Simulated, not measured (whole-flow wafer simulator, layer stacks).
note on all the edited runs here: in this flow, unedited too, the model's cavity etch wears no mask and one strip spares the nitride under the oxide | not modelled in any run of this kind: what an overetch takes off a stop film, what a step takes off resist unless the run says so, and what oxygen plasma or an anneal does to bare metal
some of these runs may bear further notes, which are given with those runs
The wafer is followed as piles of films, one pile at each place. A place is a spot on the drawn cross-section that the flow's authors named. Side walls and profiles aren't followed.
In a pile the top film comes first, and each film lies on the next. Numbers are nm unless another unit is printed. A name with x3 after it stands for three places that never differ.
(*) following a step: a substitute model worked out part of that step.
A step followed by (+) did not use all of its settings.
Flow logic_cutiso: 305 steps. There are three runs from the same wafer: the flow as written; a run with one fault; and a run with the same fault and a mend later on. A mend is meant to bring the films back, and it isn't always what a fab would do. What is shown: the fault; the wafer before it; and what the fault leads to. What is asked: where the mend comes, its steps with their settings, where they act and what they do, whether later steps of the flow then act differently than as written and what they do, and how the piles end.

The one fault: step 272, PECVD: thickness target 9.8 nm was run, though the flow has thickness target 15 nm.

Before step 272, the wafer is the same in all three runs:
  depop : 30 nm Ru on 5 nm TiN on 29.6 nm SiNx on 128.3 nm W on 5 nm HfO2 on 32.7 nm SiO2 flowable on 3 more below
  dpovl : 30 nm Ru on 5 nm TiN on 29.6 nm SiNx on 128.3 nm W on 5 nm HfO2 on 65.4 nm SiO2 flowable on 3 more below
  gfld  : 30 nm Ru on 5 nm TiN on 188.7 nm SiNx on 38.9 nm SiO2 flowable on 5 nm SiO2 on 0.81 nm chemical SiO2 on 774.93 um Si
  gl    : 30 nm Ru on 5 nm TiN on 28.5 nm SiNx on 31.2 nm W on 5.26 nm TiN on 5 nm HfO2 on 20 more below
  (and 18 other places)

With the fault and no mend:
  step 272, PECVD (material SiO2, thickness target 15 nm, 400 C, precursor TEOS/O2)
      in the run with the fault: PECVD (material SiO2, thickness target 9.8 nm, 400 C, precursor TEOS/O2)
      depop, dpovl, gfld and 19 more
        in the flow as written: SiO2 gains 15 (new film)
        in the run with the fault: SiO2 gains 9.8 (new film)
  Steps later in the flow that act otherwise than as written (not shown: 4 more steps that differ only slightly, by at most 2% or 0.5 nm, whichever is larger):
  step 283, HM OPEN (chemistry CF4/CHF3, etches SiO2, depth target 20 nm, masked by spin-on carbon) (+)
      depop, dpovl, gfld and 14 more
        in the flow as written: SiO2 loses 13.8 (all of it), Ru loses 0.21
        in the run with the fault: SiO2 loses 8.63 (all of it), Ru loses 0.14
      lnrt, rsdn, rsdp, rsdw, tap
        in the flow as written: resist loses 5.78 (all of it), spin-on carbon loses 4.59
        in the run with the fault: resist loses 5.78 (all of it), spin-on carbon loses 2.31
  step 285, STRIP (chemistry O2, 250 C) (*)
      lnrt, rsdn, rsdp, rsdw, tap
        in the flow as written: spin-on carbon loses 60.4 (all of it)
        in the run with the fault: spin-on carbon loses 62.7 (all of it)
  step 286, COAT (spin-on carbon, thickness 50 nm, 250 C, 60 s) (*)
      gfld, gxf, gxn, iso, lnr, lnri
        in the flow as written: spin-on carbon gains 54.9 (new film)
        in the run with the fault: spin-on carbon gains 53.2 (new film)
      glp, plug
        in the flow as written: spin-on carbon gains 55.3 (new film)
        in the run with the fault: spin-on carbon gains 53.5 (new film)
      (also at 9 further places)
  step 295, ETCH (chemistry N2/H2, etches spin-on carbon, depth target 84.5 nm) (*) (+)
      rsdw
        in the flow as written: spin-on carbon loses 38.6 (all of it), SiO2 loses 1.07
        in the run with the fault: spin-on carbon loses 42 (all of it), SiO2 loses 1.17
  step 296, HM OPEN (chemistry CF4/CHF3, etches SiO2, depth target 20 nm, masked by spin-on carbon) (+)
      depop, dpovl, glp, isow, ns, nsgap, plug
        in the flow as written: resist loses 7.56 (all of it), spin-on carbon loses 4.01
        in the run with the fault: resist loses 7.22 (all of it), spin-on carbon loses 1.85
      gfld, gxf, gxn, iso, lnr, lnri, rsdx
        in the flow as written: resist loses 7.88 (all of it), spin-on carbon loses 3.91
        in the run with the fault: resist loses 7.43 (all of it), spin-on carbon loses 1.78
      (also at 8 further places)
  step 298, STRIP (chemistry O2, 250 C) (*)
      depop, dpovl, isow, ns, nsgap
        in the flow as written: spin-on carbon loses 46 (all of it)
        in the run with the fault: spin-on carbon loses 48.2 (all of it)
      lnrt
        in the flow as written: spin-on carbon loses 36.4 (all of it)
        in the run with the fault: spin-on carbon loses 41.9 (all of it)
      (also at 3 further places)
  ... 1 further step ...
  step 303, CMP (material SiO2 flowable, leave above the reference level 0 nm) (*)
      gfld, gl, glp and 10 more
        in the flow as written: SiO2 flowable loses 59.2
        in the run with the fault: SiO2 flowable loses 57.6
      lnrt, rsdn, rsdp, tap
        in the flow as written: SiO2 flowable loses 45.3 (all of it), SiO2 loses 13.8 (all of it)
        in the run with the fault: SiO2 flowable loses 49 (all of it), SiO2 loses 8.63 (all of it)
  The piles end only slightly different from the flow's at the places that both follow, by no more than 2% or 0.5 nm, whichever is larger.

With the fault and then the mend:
  The mend follows step 272.
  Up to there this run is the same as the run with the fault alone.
  step 272a, PECVD (material SiO2, thickness target 5.2 nm, 400 C, precursor TEOS/O2) (the flow's step 272, run once more with other settings)
      depop, dpovl, gfld and 19 more
        SiO2 gains 5.2
  Every later step of the flow that is run acts as written at every place that is followed.
  By the end, the piles equal the flow's at every place that both follow.
